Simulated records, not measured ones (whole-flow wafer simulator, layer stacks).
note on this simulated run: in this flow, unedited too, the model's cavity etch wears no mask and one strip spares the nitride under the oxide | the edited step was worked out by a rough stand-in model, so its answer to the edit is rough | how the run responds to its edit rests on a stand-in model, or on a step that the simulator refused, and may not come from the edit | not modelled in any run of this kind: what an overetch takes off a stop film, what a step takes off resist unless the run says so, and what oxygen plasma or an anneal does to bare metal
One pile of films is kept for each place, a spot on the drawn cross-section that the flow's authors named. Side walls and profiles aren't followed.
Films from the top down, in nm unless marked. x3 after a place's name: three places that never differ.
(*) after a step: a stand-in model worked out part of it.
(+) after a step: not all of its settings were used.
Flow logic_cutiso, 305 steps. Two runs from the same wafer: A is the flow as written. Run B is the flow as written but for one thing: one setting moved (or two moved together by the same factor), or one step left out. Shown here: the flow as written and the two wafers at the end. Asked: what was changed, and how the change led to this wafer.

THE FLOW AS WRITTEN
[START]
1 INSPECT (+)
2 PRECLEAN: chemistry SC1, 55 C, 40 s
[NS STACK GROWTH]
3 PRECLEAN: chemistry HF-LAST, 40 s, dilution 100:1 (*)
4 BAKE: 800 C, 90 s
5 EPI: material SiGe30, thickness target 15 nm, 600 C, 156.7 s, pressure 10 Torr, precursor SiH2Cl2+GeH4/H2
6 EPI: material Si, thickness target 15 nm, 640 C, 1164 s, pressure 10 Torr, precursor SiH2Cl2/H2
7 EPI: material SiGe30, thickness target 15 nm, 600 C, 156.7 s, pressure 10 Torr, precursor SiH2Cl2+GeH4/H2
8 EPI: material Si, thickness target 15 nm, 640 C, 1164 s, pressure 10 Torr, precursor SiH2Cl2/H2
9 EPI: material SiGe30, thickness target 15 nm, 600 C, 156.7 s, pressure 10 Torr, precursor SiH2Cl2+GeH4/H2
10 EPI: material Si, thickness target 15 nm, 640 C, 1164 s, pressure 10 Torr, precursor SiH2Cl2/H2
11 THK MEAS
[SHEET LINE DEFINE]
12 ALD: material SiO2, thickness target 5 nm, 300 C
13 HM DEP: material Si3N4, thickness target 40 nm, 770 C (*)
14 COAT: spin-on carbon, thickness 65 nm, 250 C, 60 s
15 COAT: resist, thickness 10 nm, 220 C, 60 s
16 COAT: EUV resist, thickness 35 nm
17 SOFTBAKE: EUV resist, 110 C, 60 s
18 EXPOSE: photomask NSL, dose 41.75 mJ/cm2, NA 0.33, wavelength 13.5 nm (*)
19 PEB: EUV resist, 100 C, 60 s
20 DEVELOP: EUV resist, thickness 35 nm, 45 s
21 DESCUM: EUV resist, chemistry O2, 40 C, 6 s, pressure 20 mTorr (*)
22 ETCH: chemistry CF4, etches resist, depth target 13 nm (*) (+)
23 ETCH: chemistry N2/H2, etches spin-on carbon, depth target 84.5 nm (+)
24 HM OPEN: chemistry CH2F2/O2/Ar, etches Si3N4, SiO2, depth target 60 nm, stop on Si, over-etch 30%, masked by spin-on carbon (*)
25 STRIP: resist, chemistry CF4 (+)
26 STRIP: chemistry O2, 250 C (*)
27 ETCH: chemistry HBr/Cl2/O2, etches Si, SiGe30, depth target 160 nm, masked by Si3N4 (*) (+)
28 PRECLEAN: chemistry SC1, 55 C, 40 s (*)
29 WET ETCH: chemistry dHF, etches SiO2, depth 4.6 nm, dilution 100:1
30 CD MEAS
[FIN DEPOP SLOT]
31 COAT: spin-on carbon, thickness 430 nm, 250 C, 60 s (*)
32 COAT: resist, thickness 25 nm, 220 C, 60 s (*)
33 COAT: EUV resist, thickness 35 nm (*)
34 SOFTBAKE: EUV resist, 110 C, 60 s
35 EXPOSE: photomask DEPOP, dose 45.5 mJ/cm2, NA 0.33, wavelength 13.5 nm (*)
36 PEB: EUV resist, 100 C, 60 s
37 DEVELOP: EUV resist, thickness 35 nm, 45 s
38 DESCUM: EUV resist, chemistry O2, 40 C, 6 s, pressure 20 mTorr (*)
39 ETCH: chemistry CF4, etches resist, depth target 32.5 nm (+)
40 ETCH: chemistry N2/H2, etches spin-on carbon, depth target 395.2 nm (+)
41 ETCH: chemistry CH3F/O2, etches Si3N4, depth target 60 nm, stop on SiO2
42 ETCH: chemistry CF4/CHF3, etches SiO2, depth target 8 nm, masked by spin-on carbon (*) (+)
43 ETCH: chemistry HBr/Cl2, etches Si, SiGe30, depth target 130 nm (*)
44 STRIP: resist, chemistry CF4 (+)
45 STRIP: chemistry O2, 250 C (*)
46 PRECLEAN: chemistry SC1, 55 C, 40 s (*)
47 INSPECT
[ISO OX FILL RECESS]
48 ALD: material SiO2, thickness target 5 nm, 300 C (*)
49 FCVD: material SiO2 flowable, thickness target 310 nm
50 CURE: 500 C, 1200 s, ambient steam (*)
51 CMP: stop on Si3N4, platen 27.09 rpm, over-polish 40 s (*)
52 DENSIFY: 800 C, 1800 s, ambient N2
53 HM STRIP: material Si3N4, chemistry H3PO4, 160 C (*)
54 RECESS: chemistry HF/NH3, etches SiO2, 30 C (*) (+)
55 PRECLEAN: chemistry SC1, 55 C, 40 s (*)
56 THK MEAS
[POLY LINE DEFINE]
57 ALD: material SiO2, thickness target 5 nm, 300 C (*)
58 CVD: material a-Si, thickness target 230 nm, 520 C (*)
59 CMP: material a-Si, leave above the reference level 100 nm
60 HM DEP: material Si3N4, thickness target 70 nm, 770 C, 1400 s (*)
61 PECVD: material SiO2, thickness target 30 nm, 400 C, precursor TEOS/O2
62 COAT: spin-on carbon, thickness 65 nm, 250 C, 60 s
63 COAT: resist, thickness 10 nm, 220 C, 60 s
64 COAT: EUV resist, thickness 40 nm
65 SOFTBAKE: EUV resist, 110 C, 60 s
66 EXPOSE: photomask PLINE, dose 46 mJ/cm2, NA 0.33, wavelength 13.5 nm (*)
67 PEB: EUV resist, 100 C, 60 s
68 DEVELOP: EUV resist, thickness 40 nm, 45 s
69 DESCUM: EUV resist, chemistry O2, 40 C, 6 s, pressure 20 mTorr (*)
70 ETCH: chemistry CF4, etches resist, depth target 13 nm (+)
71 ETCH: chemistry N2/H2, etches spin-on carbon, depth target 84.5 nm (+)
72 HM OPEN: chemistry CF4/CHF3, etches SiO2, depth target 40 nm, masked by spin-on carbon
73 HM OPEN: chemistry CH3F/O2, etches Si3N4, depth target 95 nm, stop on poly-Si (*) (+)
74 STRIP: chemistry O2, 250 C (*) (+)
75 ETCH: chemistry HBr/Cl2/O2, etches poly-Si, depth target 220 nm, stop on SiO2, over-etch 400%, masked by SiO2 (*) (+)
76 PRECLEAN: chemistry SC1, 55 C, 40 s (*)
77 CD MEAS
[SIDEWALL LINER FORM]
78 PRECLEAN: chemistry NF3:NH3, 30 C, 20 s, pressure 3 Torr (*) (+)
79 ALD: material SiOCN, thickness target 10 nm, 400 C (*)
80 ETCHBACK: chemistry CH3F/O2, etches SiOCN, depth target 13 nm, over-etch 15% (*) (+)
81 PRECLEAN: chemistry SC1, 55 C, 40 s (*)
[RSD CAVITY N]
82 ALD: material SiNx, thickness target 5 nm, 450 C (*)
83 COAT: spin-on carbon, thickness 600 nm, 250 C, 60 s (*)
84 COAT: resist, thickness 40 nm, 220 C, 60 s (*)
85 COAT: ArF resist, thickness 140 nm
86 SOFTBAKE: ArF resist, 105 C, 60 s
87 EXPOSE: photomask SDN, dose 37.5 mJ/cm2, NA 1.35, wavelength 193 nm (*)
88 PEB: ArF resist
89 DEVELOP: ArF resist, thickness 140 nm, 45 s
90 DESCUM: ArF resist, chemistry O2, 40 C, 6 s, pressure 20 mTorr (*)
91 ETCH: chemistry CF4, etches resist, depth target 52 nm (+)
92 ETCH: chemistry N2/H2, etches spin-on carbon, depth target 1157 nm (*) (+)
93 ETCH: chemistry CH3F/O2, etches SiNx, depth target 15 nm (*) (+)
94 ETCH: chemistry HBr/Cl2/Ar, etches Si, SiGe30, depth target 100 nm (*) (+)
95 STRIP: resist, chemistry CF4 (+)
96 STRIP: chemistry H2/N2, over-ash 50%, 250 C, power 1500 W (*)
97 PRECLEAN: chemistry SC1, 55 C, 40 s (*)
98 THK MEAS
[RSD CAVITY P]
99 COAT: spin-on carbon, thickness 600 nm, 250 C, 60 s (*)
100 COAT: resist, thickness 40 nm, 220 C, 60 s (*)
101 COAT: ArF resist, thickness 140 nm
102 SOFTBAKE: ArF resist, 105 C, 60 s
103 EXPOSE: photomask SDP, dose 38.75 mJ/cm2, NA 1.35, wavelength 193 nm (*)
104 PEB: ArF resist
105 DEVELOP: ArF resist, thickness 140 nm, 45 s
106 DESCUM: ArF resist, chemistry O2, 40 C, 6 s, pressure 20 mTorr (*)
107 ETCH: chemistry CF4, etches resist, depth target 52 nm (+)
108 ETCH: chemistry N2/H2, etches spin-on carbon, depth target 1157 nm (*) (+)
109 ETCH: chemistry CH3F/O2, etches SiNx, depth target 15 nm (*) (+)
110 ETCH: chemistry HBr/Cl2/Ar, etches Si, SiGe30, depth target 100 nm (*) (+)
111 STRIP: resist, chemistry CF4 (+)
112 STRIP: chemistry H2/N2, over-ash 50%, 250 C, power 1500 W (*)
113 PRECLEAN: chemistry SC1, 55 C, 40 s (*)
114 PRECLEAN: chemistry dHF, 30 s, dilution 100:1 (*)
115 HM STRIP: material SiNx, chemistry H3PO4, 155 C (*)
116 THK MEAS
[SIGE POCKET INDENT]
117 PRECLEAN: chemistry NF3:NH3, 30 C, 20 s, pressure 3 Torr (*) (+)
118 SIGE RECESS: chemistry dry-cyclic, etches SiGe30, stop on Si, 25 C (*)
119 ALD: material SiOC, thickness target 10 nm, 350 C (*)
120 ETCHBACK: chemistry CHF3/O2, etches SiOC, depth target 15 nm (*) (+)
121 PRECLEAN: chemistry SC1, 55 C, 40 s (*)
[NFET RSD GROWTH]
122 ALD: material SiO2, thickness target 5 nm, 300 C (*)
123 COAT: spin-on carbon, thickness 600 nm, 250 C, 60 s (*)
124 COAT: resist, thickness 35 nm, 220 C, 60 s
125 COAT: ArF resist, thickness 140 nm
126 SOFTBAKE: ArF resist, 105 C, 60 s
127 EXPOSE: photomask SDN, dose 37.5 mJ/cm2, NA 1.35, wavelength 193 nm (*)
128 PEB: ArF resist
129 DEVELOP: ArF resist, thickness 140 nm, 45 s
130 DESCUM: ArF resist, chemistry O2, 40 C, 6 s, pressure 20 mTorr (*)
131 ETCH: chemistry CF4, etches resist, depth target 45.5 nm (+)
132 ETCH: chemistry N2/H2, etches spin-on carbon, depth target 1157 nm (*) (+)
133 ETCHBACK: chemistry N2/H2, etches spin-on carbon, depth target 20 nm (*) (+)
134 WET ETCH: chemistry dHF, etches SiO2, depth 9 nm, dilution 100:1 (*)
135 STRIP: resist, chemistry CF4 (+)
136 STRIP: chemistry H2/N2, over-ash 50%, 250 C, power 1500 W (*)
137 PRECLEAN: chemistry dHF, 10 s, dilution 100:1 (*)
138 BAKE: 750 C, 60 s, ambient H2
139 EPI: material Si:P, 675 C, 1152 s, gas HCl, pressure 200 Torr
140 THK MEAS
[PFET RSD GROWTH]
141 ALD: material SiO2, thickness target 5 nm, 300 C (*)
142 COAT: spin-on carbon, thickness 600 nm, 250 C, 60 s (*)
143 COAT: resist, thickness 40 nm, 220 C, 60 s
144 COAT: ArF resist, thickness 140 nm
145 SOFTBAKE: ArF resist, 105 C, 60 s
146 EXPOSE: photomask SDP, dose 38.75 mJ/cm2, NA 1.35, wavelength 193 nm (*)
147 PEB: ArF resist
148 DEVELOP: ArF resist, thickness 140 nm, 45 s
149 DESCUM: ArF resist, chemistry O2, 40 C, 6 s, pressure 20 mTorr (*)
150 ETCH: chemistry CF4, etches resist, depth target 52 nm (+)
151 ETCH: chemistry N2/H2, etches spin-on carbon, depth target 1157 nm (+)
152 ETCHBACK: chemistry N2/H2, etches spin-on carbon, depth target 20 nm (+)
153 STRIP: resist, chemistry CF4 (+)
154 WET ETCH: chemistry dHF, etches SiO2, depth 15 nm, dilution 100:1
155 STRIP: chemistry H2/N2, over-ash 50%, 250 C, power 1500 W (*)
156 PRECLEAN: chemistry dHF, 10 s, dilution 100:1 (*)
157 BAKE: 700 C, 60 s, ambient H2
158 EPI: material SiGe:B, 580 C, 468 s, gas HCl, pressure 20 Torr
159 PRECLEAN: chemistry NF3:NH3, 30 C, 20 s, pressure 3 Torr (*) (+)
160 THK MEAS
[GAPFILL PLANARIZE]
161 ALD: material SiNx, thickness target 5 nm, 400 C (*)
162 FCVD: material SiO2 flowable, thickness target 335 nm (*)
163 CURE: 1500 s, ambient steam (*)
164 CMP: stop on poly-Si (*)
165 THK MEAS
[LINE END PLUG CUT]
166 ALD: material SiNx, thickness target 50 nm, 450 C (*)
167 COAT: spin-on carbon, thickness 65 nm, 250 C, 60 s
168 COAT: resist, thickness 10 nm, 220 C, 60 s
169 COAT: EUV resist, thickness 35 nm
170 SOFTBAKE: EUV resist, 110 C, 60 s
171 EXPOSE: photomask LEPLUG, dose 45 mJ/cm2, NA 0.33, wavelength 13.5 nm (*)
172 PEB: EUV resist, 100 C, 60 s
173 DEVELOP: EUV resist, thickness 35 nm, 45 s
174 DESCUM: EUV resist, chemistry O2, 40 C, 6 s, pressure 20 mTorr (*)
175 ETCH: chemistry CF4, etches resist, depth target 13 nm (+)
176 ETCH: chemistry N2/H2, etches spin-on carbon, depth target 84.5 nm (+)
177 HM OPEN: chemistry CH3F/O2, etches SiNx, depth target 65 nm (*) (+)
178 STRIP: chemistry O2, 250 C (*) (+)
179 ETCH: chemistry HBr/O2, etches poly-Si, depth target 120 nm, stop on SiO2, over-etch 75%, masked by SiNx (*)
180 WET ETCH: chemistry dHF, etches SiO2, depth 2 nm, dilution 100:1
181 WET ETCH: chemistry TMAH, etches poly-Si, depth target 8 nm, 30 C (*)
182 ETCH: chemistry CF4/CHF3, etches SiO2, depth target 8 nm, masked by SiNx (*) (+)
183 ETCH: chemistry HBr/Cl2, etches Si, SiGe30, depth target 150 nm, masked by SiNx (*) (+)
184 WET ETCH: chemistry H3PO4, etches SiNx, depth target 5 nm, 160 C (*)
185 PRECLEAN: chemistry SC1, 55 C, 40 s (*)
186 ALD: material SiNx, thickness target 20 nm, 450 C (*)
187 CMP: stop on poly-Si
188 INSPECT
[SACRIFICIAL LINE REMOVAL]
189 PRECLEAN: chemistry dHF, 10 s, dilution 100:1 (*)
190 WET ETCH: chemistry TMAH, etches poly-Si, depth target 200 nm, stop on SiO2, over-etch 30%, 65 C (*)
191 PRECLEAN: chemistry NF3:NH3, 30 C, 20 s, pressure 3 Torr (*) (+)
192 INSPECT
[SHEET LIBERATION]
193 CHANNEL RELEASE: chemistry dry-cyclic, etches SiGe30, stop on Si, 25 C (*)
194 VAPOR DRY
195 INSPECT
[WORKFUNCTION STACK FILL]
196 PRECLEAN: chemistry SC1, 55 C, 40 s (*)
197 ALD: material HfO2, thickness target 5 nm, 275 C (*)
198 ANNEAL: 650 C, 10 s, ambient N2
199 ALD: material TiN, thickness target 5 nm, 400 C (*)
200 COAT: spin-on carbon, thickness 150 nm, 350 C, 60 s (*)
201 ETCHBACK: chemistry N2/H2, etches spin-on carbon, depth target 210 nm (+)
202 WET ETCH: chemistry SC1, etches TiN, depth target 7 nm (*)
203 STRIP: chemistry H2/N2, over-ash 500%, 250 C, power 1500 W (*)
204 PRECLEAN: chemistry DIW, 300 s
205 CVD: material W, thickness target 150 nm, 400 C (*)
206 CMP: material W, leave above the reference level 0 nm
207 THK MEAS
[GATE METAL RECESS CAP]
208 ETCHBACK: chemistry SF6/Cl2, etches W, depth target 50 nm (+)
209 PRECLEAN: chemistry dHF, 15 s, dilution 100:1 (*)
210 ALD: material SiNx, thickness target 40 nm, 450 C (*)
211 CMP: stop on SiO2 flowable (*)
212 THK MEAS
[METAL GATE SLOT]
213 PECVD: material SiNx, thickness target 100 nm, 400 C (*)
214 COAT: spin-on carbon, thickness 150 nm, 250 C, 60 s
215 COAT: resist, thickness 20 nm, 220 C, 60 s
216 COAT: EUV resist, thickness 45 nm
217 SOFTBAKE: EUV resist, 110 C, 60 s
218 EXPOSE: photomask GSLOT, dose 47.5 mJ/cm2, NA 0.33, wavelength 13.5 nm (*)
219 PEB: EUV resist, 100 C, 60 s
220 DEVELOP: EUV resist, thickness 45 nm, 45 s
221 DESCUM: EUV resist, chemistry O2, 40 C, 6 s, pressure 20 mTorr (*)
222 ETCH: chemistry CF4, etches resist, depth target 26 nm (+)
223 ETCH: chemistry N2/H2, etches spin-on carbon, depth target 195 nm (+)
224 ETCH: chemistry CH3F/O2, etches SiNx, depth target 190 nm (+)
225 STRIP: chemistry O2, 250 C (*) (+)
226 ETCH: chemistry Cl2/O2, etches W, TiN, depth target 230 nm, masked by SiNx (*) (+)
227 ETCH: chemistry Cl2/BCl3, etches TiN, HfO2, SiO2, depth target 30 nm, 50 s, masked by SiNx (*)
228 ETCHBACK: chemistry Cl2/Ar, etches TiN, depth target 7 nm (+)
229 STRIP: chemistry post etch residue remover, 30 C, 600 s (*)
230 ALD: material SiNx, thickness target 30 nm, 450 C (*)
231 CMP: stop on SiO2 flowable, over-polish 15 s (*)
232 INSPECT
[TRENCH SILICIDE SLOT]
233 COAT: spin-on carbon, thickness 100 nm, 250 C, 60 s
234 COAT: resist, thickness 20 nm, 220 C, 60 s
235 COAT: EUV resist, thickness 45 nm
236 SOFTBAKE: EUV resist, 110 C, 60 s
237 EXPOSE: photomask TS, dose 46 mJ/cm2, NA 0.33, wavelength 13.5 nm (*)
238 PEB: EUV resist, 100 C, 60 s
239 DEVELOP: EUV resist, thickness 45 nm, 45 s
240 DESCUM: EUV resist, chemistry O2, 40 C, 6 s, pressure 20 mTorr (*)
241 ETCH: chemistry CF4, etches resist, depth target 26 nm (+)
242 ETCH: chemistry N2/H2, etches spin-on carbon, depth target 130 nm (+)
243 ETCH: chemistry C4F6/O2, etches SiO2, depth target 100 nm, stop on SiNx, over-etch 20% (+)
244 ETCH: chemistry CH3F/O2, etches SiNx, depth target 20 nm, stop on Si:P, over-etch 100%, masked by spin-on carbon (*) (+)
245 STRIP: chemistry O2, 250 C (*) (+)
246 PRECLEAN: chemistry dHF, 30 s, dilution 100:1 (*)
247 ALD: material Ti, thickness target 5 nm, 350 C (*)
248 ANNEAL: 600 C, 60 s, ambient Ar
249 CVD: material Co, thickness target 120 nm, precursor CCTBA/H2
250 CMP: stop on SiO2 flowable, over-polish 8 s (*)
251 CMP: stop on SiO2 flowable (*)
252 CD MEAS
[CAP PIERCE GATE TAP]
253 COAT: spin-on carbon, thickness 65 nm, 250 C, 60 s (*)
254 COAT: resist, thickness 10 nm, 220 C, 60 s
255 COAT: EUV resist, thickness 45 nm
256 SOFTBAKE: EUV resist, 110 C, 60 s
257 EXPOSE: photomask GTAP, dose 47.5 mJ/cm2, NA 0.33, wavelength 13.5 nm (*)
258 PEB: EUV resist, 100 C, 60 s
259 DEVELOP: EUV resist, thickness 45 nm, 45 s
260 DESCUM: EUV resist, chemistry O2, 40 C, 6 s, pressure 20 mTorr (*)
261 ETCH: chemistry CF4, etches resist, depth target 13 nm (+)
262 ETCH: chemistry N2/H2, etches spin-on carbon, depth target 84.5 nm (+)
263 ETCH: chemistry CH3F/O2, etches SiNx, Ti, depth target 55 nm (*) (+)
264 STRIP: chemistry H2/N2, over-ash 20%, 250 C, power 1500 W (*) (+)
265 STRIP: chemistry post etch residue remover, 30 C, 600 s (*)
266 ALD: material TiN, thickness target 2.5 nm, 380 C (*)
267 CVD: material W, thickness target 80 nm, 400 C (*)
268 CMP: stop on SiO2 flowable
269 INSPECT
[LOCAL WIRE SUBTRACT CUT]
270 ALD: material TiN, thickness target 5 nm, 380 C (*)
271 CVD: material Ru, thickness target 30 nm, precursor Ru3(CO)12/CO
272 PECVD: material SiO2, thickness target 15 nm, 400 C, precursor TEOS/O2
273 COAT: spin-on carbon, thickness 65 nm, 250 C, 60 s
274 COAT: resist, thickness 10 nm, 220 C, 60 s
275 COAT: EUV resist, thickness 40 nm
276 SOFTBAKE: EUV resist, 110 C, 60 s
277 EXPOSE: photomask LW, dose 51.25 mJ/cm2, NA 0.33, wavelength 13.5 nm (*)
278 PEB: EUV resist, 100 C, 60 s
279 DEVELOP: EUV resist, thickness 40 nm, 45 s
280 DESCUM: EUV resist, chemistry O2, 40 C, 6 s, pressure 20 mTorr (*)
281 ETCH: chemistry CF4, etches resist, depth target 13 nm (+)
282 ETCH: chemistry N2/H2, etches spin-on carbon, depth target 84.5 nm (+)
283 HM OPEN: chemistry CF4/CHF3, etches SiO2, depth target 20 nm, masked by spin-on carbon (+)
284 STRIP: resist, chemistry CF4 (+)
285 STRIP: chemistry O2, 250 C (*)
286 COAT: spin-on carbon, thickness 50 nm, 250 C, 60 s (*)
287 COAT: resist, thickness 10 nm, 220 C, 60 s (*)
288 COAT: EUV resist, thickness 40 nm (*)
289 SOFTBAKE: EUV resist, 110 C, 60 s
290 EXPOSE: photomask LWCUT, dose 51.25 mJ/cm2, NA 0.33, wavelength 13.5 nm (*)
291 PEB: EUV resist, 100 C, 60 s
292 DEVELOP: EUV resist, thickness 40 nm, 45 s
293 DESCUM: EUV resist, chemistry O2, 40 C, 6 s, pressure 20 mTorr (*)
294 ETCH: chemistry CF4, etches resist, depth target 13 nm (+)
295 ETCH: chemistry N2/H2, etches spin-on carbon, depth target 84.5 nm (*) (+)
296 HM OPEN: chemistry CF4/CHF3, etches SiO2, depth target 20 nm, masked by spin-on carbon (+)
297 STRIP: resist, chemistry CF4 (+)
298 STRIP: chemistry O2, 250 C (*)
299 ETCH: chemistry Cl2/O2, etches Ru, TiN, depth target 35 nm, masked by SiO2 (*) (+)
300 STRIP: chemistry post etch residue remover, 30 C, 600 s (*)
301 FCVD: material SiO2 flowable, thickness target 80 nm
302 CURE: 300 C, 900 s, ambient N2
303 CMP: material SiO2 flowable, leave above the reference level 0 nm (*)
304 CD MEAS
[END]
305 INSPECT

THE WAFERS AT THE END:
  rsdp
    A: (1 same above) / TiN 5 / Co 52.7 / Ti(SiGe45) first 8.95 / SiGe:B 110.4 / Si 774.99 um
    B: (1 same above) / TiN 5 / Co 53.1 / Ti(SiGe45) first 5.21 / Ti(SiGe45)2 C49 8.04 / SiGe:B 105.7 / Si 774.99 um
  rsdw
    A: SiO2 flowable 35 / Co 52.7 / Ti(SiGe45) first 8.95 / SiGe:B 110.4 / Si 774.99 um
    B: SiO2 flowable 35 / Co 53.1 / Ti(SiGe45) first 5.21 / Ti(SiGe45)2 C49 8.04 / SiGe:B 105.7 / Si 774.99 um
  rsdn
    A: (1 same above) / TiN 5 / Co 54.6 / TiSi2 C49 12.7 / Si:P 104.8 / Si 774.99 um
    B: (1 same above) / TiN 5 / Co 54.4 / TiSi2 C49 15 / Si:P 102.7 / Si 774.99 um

The cause: step 247, ALD: thickness target 5.9 nm was run, where the flow has thickness target 5 nm.

How the change led to this, step by step:
  247 ALD: material Ti, thickness target 5 nm, 350 C (*)
      depop, dpovl, gfld and 19 more: A Ti +5 (new film) | B Ti +5.9 (new film)
  248 ANNEAL: 600 C, 60 s, ambient Ar
      rsdp, rsdw: A Ti(SiGe45) first +8.95 (new film), Ti -5 (all of it), SiGe:B -5.98 | B Ti(SiGe45) first +5.21 (new film), Ti(SiGe45)2 C49 +8.04 (new film), Ti -5.9 (all of it), SiGe:B -10.6
      rsdn: A TiSi2 C49 +12.7 (new film), Ti -5 (all of it), Si:P -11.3 | B TiSi2 C49 +15 (new film), Ti -5.9 (all of it), Si:P -13.4
  250 CMP: stop on SiO2 flowable, over-polish 8 s (*)
      rsdx: A Co -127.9 (all of it) | B Co -127.9 (all of it), Ti -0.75
      gl, glp, gxf, gxn, gxp, tap: A Co -120.3 (all of it), Ti -5 (all of it), SiNx -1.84 | B Co -120.3 (all of it), Ti -5.9 (all of it), SiNx -1.84
      (and at 11 more places)
  251 CMP: stop on SiO2 flowable (*)
      iso: A Co -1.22 (all of it), Ti -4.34 | B Co -0.32 (all of it), Ti -5.24
